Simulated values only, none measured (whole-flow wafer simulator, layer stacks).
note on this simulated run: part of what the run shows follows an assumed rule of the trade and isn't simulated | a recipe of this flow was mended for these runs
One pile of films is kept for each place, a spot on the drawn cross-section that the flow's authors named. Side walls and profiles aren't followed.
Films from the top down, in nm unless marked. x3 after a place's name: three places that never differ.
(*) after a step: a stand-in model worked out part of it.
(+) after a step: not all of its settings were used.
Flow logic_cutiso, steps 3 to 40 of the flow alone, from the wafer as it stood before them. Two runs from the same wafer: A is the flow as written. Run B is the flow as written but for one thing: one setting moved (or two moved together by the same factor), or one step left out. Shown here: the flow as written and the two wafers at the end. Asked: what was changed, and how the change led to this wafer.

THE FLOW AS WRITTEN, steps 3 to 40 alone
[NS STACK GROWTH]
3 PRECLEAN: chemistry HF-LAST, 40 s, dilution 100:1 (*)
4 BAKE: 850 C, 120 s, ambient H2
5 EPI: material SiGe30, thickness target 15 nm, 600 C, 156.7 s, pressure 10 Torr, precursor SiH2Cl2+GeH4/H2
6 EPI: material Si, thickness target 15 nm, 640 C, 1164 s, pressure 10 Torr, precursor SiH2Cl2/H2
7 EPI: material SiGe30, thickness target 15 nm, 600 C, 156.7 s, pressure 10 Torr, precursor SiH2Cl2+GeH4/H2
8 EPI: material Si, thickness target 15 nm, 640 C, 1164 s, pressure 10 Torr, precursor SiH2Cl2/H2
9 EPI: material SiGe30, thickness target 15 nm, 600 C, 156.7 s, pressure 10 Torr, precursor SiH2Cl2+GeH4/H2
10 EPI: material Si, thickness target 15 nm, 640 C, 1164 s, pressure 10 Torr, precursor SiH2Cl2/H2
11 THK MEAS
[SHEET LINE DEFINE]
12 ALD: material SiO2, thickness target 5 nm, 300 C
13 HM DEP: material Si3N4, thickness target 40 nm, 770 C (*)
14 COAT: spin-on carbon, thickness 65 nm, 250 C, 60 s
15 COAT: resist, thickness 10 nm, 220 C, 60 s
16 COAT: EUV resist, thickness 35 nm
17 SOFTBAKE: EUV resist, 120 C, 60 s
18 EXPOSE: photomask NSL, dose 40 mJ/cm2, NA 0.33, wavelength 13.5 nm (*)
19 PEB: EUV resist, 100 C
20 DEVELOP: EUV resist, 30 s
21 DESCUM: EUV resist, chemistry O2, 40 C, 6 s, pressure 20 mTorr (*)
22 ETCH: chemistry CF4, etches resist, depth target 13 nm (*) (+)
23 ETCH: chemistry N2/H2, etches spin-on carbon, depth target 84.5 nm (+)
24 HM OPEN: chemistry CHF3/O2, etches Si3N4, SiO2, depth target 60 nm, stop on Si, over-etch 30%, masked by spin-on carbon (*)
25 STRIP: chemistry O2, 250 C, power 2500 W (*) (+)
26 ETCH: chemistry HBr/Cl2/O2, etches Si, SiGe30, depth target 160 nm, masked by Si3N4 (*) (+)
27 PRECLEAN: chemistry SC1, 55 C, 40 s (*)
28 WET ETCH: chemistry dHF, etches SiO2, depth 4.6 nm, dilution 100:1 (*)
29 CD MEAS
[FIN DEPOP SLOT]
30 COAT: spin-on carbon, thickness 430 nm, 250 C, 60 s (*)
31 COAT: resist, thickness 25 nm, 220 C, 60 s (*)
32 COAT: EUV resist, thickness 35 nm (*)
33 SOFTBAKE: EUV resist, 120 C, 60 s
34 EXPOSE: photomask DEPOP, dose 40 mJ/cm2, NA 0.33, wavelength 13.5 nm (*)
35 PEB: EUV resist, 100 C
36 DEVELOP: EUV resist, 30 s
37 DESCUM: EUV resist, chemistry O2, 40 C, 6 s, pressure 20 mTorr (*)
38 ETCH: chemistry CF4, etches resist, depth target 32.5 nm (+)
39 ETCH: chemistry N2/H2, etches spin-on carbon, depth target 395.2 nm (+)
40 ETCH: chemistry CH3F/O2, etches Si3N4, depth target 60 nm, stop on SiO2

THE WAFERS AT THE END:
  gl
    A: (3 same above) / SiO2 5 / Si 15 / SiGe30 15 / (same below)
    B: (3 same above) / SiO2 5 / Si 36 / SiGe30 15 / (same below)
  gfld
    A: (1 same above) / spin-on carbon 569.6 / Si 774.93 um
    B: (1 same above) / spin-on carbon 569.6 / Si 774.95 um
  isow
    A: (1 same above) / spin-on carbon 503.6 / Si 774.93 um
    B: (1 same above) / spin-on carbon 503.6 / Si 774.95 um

The cause: step 10, EPI: thickness target 36 nm was run, where the flow has thickness target 15 nm; step 10, EPI: 2795 s was run, where the flow has 1164 s.
It can be read off the wafer: gl has Si 36, and step 10 as written asks for 15 nm.

How the change led to this, step by step:
  10 EPI: material Si, thickness target 15 nm, 640 C, 1164 s, pressure 10 Torr, precursor SiH2Cl2/H2
      depop, dpovl, gfld and 19 more: A Si +15 (new film) | B Si +36 (new film)
  26 ETCH: chemistry HBr/Cl2/O2, etches Si, SiGe30, depth target 160 nm, masked by Si3N4 (*) (+)
      dpovl, gfld, gxf, iso, isow, lnri, nsgap: A chemical SiO2 -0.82 (all of it), Si -12 (all of it), SiGe30 -15 (all of it), Si -15 (all of it), SiGe30 -15 (all of it), Si -15 (all of it), SiGe30 -15 (all of it), Si -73 | B chemical SiO2 -0.82 (all of it), Si -33 (all of it), SiGe30 -15 (all of it), Si -15 (all of it), SiGe30 -15 (all of it), Si -15 (all of it), SiGe30 -15 (all of it), Si -52
